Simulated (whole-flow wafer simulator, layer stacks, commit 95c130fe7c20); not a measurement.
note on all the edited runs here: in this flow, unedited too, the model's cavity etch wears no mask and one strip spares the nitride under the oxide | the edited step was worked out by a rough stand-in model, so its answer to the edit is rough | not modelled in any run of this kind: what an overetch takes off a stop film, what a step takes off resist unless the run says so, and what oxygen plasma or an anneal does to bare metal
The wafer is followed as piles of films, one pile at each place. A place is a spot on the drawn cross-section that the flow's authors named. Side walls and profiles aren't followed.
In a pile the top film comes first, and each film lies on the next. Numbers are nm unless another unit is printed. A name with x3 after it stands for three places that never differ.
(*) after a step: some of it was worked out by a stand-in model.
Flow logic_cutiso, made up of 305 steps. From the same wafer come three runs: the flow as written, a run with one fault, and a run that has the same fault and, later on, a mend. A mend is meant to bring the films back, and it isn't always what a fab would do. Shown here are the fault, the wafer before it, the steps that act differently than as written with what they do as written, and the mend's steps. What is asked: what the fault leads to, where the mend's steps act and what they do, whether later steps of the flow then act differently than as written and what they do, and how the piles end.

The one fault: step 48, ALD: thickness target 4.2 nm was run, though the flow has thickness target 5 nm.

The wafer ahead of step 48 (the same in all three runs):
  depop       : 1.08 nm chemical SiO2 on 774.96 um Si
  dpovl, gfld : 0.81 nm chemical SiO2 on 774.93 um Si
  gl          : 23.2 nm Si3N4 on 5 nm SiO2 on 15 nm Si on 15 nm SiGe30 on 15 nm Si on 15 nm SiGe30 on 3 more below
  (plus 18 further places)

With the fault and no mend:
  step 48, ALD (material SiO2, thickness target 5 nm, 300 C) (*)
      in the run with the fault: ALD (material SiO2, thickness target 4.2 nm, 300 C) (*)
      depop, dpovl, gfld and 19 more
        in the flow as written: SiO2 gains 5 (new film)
        in the run with the fault: SiO2 gains 4.2 (new film)
  Steps later in the flow that act otherwise than as written (6 more steps, not shown, differ only slightly: by at most 2% or 0.5 nm, whichever is larger):
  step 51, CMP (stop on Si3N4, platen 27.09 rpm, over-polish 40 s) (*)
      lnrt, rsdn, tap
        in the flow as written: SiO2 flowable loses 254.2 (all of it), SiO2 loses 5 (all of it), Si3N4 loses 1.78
        in the run with the fault: SiO2 flowable loses 253.8 (all of it), SiO2 loses 4.2 (all of it), Si3N4 loses 1.78
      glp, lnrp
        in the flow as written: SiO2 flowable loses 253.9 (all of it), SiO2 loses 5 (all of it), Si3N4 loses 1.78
        in the run with the fault: SiO2 flowable loses 253.5 (all of it), SiO2 loses 4.2 (all of it), Si3N4 loses 1.78
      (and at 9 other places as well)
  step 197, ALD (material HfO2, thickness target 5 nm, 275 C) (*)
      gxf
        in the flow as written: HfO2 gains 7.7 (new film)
        in the run with the fault: HfO2 gains 5.06 (new film)
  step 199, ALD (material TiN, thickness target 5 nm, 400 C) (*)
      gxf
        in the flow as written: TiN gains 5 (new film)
        in the run with the fault: TiN gains 7.58 (new film)
  At depop, dpovl, gfld, gxf, iso, isow, lnri, nsgap, the piles at the end differ from the flow's by more than 2% or 0.5 nm, whichever is larger.
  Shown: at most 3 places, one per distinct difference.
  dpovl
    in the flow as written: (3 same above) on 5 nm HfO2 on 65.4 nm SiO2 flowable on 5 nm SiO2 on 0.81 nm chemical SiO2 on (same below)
    in the run with the fault: (3 same above) on 5 nm HfO2 on 66.2 nm SiO2 flowable on 4.2 nm SiO2 on 0.81 nm chemical SiO2 on (same below)
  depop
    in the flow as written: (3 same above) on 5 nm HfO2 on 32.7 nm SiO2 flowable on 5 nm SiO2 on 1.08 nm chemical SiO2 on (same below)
    in the run with the fault: (3 same above) on 5 nm HfO2 on 33.5 nm SiO2 flowable on 4.2 nm SiO2 on 1.08 nm chemical SiO2 on (same below)
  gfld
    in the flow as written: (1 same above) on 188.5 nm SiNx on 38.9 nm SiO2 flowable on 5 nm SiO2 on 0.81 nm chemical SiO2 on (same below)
    in the run with the fault: (1 same above) on 188.5 nm SiNx on 39.7 nm SiO2 flowable on 4.2 nm SiO2 on 0.81 nm chemical SiO2 on (same below)

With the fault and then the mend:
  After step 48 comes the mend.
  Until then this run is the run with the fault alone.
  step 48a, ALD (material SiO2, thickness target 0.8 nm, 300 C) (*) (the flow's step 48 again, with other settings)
      depop, dpovl, gfld and 19 more
        SiO2 gains 0.8
  None of the later steps of the flow acts differently than as written at any place that is followed.
  The piles end the same as the flow's at every place that both follow.
